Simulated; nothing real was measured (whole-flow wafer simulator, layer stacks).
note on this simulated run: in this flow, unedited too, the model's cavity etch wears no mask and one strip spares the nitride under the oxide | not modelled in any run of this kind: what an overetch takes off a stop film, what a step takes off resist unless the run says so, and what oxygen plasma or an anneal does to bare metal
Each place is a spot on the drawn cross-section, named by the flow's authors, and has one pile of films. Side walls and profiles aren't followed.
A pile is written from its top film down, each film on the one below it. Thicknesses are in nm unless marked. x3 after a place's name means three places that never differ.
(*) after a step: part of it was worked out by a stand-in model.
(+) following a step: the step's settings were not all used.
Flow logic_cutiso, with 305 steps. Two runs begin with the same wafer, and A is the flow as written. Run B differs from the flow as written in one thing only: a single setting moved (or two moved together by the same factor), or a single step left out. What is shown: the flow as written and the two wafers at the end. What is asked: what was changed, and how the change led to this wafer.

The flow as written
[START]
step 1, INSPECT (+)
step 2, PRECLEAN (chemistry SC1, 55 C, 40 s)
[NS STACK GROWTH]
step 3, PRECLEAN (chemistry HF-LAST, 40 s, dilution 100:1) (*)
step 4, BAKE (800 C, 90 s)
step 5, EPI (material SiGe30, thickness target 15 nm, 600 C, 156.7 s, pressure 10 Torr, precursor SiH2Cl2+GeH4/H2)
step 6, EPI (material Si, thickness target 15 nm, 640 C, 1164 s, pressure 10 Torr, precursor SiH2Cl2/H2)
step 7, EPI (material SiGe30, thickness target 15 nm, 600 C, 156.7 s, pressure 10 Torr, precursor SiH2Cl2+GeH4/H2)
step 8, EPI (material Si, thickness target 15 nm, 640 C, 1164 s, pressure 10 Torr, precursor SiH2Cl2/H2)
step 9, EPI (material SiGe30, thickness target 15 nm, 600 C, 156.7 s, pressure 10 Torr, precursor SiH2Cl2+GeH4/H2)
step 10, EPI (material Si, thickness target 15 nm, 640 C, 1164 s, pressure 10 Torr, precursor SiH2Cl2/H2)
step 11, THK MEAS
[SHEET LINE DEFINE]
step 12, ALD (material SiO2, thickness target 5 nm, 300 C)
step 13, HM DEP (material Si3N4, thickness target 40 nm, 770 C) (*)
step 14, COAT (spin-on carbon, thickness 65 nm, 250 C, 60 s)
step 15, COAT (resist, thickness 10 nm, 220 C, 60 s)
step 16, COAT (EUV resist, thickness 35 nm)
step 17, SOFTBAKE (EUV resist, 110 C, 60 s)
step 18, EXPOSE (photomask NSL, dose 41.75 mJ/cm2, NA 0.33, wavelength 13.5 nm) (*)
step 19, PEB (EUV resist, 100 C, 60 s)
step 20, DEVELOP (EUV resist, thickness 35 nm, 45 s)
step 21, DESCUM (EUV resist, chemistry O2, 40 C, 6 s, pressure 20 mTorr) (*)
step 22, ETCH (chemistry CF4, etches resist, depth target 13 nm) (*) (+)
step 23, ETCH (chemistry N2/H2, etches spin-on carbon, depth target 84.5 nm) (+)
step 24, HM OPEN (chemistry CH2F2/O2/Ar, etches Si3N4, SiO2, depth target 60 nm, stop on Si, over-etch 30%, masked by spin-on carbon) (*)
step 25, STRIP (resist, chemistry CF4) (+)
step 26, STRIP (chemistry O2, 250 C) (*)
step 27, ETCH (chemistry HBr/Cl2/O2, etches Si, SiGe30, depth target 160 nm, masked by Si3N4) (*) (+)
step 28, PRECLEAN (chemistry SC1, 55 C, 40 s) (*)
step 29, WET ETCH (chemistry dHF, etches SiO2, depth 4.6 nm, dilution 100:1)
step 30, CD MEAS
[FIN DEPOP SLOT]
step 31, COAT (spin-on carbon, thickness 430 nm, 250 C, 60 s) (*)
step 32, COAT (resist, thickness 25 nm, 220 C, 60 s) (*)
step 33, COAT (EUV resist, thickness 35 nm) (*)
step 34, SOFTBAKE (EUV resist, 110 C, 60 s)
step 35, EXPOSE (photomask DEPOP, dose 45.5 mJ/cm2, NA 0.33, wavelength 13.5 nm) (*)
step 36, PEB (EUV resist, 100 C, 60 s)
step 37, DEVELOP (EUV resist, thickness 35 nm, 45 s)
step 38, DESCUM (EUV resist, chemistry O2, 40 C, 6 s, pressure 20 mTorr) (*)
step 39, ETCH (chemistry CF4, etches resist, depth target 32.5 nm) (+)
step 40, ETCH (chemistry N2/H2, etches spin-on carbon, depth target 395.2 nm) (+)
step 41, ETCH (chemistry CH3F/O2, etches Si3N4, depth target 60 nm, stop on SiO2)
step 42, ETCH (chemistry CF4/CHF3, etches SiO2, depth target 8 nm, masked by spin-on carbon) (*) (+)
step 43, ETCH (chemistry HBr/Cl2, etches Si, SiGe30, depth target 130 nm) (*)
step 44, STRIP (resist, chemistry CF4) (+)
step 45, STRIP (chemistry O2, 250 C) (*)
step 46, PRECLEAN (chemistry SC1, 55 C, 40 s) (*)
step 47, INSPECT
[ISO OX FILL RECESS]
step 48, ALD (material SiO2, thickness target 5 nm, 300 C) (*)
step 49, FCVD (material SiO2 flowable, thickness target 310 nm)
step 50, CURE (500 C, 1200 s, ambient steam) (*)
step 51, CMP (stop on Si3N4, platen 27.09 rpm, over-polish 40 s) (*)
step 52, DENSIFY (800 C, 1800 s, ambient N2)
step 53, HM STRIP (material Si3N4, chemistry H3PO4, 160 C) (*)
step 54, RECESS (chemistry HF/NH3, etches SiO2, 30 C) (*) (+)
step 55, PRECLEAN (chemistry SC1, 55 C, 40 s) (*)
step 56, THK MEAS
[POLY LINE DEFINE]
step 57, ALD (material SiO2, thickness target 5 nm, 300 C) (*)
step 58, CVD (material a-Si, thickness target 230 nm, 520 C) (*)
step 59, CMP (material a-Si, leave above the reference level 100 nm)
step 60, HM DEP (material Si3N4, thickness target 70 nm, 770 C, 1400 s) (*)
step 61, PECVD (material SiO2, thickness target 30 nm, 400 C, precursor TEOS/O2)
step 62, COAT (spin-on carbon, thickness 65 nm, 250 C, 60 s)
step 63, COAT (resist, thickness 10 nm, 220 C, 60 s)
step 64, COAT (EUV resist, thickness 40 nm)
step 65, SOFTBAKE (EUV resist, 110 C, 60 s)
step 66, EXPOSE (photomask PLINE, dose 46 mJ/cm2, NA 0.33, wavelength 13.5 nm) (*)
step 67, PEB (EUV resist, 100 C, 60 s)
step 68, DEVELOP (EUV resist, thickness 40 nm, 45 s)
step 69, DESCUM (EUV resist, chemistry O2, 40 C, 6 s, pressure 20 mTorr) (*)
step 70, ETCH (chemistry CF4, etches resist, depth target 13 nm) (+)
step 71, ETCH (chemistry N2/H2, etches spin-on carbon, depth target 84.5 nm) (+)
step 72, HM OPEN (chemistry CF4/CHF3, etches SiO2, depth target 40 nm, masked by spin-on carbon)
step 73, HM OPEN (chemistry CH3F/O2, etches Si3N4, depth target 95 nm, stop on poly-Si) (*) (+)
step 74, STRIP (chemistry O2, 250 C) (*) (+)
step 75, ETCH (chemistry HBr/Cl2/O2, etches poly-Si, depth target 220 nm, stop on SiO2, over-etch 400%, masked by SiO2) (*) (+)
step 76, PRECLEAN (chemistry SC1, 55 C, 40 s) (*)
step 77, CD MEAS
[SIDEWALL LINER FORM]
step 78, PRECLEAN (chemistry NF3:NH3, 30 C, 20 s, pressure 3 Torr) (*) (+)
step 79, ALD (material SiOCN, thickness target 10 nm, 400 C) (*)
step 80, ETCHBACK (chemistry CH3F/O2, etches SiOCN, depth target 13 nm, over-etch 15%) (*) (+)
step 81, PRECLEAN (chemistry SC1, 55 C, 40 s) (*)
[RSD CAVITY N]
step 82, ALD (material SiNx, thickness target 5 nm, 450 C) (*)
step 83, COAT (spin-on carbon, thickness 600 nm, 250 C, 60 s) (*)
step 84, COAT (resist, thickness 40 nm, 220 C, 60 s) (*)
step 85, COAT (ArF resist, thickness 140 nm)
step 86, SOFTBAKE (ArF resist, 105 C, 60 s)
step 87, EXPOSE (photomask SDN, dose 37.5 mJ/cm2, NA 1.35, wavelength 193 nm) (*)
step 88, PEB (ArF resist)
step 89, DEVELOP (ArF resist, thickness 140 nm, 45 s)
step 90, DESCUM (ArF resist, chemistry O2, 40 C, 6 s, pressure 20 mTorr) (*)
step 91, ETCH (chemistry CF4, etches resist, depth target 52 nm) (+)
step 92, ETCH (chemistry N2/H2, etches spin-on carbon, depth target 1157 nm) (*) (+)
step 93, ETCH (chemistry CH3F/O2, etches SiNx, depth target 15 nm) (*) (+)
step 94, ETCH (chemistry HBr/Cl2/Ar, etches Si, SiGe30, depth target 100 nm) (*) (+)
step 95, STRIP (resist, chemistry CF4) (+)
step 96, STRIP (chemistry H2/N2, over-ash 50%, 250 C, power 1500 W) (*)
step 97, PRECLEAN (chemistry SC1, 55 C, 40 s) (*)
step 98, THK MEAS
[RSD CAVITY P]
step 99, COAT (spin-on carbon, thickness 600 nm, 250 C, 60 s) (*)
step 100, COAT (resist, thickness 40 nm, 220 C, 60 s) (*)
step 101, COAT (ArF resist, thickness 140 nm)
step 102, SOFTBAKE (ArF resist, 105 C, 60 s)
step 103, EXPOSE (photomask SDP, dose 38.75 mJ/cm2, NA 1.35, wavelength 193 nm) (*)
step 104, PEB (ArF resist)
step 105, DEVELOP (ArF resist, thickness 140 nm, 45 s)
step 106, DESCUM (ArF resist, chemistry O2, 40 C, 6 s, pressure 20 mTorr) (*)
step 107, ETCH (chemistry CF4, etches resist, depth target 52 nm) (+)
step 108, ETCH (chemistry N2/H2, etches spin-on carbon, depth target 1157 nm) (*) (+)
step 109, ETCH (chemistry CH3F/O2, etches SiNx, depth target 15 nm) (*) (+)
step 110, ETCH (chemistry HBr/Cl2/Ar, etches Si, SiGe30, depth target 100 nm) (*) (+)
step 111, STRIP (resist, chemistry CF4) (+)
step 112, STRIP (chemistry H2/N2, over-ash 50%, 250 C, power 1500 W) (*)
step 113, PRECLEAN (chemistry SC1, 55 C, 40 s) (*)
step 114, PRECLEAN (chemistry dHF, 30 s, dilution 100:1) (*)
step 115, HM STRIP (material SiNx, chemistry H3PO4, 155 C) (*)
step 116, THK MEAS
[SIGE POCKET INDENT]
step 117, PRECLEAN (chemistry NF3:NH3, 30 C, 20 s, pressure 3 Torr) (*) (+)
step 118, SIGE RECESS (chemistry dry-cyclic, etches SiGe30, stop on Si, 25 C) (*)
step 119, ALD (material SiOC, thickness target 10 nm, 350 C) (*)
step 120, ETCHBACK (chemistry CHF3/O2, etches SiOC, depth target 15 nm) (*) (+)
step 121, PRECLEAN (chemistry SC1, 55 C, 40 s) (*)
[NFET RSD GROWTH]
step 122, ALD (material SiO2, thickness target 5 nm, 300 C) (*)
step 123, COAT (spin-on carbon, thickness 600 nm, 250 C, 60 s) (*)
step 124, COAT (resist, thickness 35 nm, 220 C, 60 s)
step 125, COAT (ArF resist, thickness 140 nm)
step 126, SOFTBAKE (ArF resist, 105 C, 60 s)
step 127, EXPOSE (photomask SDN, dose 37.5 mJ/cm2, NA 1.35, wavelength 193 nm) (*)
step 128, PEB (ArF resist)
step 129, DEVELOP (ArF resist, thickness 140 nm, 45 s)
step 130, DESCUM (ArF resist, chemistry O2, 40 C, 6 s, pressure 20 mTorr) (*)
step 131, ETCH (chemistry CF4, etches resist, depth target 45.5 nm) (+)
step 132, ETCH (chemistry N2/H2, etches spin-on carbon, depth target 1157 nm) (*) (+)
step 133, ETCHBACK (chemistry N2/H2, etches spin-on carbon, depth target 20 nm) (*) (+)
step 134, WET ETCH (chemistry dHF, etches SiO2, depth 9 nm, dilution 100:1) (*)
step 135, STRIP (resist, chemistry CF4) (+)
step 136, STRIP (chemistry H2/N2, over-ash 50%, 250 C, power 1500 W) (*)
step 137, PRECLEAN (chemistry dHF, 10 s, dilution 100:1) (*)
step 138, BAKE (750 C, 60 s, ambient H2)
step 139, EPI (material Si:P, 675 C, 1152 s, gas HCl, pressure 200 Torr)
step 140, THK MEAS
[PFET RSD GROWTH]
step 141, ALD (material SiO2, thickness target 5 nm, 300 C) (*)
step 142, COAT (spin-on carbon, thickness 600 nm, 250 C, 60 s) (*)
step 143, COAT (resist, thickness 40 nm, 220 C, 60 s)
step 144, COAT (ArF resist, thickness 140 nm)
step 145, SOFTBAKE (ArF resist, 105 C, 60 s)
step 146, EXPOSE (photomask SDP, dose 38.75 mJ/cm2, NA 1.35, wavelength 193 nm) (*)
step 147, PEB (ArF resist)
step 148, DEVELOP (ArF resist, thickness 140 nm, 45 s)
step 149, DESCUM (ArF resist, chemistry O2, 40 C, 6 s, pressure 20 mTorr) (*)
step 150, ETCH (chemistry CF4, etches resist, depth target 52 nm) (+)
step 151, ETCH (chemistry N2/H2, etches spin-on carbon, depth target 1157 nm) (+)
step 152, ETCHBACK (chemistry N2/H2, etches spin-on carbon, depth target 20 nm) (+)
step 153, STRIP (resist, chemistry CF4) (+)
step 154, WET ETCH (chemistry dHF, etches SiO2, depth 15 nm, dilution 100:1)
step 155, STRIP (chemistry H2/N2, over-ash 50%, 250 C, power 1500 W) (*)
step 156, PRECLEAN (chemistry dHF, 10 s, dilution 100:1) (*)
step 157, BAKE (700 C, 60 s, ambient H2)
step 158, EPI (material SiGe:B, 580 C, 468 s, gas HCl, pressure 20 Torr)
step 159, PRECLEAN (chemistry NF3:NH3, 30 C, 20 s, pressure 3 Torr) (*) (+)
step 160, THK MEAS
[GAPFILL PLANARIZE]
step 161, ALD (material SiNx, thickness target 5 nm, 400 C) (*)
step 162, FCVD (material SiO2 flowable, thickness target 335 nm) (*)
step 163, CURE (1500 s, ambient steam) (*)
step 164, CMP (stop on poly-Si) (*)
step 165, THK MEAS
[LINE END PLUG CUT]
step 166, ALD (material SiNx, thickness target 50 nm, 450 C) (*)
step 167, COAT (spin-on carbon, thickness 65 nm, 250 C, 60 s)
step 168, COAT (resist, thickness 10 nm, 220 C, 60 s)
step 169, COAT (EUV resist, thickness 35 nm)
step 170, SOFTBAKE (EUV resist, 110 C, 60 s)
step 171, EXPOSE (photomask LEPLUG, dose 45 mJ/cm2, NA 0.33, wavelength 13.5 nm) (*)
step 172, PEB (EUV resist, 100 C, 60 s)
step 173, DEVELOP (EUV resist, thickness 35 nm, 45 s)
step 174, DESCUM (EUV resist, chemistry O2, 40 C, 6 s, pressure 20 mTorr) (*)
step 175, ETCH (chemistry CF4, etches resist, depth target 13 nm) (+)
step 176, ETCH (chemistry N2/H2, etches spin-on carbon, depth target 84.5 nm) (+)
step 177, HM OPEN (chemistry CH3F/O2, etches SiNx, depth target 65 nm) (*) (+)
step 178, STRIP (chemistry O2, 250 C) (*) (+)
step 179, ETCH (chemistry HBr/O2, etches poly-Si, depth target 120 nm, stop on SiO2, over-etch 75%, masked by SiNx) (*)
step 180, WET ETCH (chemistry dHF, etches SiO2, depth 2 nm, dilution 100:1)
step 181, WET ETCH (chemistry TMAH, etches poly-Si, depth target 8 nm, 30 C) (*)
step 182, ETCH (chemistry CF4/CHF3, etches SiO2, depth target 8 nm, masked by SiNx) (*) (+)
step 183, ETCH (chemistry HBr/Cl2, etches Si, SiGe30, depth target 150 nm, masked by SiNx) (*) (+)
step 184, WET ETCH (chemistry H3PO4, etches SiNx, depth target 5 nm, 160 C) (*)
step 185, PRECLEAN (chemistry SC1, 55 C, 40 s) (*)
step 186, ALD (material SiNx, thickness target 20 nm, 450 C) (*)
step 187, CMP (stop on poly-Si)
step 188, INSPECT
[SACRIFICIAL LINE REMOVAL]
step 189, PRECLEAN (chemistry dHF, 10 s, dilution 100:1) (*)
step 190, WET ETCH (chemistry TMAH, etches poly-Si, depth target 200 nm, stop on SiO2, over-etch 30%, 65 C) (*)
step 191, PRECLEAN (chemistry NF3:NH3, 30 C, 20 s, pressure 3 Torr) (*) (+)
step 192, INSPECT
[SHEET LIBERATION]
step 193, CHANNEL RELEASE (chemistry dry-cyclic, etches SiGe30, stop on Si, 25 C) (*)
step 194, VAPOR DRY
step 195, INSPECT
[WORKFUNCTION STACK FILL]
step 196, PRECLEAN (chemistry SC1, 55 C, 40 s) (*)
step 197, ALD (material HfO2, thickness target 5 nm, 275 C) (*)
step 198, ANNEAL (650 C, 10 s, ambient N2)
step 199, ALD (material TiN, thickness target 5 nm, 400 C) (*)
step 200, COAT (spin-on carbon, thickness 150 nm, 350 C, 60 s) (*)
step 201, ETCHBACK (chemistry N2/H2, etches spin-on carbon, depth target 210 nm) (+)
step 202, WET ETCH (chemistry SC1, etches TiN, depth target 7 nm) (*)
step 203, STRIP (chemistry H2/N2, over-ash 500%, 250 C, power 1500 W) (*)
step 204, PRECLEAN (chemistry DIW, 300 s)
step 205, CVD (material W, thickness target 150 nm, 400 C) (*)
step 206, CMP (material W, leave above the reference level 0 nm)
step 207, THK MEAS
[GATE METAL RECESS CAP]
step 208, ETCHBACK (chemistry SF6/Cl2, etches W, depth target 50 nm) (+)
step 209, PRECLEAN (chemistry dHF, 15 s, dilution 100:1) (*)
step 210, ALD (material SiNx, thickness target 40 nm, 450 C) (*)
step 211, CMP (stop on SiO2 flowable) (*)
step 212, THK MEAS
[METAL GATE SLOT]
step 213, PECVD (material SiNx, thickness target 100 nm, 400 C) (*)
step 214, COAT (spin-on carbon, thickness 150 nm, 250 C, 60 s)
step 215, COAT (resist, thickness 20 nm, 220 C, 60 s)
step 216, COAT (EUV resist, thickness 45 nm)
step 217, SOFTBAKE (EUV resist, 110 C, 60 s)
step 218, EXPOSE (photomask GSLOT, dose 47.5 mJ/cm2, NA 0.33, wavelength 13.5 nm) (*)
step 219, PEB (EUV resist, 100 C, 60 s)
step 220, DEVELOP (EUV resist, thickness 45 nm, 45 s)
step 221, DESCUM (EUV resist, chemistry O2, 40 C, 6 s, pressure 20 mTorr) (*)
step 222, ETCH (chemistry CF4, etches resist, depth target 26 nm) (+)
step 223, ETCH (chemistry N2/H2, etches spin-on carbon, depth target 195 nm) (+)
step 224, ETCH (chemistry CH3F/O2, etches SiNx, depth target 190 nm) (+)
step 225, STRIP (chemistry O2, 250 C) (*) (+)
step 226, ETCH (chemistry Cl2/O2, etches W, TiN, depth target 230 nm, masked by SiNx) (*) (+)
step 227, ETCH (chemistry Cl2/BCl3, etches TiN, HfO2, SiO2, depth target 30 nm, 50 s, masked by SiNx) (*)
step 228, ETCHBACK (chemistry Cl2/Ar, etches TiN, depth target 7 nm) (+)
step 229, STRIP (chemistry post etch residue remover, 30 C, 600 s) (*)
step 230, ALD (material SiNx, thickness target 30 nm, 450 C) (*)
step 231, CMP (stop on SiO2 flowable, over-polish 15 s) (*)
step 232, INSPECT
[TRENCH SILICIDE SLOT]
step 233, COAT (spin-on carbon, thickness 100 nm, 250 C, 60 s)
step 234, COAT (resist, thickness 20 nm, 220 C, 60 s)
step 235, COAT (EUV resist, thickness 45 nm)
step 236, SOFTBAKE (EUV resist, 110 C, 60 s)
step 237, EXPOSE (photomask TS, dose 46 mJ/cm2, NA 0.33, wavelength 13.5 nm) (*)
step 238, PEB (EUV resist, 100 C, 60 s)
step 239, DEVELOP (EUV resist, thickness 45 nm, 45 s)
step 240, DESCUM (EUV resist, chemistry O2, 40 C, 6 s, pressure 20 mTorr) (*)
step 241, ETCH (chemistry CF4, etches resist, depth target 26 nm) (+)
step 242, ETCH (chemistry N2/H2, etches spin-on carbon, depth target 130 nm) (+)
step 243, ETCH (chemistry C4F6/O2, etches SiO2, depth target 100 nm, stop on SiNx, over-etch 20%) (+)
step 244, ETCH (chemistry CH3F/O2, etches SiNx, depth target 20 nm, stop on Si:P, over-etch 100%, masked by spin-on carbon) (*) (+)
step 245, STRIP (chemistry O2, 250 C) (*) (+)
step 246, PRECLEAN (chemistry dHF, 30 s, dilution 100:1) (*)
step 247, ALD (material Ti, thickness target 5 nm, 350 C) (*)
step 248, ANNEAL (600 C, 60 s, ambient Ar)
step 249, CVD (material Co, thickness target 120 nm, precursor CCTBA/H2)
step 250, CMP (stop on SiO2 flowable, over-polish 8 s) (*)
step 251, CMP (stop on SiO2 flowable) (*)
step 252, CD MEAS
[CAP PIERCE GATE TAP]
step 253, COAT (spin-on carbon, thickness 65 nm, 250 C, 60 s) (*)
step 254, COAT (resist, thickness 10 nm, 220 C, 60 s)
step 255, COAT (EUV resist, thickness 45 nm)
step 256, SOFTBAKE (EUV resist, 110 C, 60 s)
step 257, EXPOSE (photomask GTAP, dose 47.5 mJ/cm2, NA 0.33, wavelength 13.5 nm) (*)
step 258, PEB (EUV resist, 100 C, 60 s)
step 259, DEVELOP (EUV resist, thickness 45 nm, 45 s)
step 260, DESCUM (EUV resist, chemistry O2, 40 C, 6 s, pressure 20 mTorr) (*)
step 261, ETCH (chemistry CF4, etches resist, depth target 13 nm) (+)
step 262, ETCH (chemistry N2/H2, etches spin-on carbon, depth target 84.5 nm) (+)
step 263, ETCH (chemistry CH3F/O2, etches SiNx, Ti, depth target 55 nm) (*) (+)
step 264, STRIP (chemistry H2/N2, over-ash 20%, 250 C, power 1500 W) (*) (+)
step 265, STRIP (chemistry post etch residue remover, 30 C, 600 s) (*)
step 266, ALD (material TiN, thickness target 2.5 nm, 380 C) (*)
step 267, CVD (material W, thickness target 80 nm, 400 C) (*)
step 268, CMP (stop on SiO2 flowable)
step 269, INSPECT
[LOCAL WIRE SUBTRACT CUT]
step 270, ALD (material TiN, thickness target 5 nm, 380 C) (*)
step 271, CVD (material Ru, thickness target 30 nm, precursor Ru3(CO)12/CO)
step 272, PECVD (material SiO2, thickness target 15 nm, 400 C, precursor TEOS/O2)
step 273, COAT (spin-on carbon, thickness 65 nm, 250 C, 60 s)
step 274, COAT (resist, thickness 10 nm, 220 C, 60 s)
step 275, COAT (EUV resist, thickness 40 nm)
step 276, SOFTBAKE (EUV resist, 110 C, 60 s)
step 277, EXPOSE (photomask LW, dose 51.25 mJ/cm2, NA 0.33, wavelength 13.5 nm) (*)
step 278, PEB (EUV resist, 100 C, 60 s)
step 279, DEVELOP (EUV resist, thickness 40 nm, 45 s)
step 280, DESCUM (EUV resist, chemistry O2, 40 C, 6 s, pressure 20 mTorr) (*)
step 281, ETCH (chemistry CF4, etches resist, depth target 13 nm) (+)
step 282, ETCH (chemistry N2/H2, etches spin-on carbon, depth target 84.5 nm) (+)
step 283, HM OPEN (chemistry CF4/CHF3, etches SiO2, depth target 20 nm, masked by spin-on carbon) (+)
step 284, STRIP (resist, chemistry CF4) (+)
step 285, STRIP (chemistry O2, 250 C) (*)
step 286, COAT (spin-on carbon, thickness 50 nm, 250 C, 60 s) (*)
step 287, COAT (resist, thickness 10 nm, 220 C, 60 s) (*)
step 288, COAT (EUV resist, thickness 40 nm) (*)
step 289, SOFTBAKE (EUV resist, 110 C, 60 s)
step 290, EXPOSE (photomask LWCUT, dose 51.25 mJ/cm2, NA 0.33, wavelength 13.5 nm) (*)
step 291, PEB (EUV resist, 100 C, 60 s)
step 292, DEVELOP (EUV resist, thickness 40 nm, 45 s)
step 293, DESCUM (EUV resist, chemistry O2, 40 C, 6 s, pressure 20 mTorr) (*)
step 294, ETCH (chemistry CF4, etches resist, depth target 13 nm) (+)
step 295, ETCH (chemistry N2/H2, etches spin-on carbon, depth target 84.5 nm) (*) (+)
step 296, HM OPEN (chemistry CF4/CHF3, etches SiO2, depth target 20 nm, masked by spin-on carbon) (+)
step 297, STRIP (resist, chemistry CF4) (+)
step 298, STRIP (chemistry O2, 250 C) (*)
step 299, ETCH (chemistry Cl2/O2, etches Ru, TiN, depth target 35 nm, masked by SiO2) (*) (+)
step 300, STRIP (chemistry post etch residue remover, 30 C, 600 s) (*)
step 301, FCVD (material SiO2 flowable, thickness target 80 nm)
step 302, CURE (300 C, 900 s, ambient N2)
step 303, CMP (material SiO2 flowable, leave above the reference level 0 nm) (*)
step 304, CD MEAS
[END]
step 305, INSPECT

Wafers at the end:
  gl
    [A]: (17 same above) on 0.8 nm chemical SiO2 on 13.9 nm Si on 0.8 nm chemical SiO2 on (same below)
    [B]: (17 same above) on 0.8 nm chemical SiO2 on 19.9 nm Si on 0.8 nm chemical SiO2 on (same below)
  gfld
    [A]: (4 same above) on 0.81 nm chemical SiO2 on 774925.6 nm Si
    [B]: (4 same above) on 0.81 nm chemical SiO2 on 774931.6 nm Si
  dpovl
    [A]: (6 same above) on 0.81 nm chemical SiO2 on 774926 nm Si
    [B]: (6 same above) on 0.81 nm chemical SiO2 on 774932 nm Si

What caused this: step 6, EPI: 1630 s was run, though the flow has 1164 s.

How this came from the change, step by step:
  step 6, EPI (material Si, thickness target 15 nm, 640 C, 1164 s, pressure 10 Torr, precursor SiH2Cl2/H2)
      depop, dpovl, gfld and 19 more: A Si gains 15 (new film) | B Si gains 21 (new film)
  step 27, ETCH (chemistry HBr/Cl2/O2, etches Si, SiGe30, depth target 160 nm, masked by Si3N4) (*) (+)
      gfld, gxf, iso, lnri: A chemical SiO2 loses 0.79 (all of it), Si loses 11.4 (all of it), SiGe30 loses 15 (all of it), Si loses 15 (all of it), SiGe30 loses 15 (all of it), Si loses 15 (all of it), SiGe30 loses 15 (all of it), Si loses 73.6 | B chemical SiO2 loses 0.79 (all of it), Si loses 11.4 (all of it), SiGe30 loses 15 (all of it), Si loses 15 (all of it), SiGe30 loses 15 (all of it), Si loses 21 (all of it), SiGe30 loses 15 (all of it), Si loses 67.6
      dpovl, nsgap: A chemical SiO2 loses 0.79 (all of it), Si loses 11.8 (all of it), SiGe30 loses 15 (all of it), Si loses 15 (all of it), SiGe30 loses 15 (all of it), Si loses 15 (all of it), SiGe30 loses 15 (all of it), Si loses 73.2 | B chemical SiO2 loses 0.79 (all of it), Si loses 11.8 (all of it), SiGe30 loses 15 (all of it), Si loses 15 (all of it), SiGe30 loses 15 (all of it), Si loses 21 (all of it), SiGe30 loses 15 (all of it), Si loses 67.2
      (and at 1 other place as well)
  step 43, ETCH (chemistry HBr/Cl2, etches Si, SiGe30, depth target 130 nm) (*)
      depop: A Si loses 14 (all of it), SiGe30 loses 15 (all of it), Si loses 15 (all of it), SiGe30 loses 15 (all of it), Si loses 15 (all of it), SiGe30 loses 15 (all of it), Si loses 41 | B Si loses 14 (all of it), SiGe30 loses 15 (all of it), Si loses 15 (all of it), SiGe30 loses 15 (all of it), Si loses 21 (all of it), SiGe30 loses 15 (all of it), Si loses 35
  step 94, ETCH (chemistry HBr/Cl2/Ar, etches Si, SiGe30, depth target 100 nm) (*) (+)
      rsdn, rsdx: A chemical SiO2 loses 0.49 (all of it), Si loses 12.8 (all of it), SiGe30 loses 15 (all of it), Si loses 15 (all of it), SiGe30 loses 15 (all of it), Si loses 15 (all of it), SiGe30 loses 15 (all of it), Si loses 12.2 | B chemical SiO2 loses 0.49 (all of it), Si loses 12.8 (all of it), SiGe30 loses 15 (all of it), Si loses 15 (all of it), SiGe30 loses 15 (all of it), Si loses 21 (all of it), SiGe30 loses 15 (all of it), Si loses 6.16
  step 110, ETCH (chemistry HBr/Cl2/Ar, etches Si, SiGe30, depth target 100 nm) (*) (+)
      rsdp, rsdw: A chemical SiO2 loses 0.49 (all of it), Si loses 12.8 (all of it), SiGe30 loses 15 (all of it), Si loses 15 (all of it), SiGe30 loses 15 (all of it), Si loses 15 (all of it), SiGe30 loses 15 (all of it), Si loses 12.2 | B chemical SiO2 loses 0.49 (all of it), Si loses 12.8 (all of it), SiGe30 loses 15 (all of it), Si loses 15 (all of it), SiGe30 loses 15 (all of it), Si loses 21 (all of it), SiGe30 loses 15 (all of it), Si loses 6.16
  step 183, ETCH (chemistry HBr/Cl2, etches Si, SiGe30, depth target 150 nm, masked by SiNx) (*) (+)
      plug: A Si loses 13.6 (all of it), SiGe30 loses 15 (all of it), Si loses 15 (all of it), SiGe30 loses 15 (all of it), Si loses 15 (all of it), SiGe30 loses 15 (all of it), Si loses 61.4 | B Si loses 13.6 (all of it), SiGe30 loses 15 (all of it), Si loses 15 (all of it), SiGe30 loses 15 (all of it), Si loses 21 (all of it), SiGe30 loses 15 (all of it), Si loses 55.4
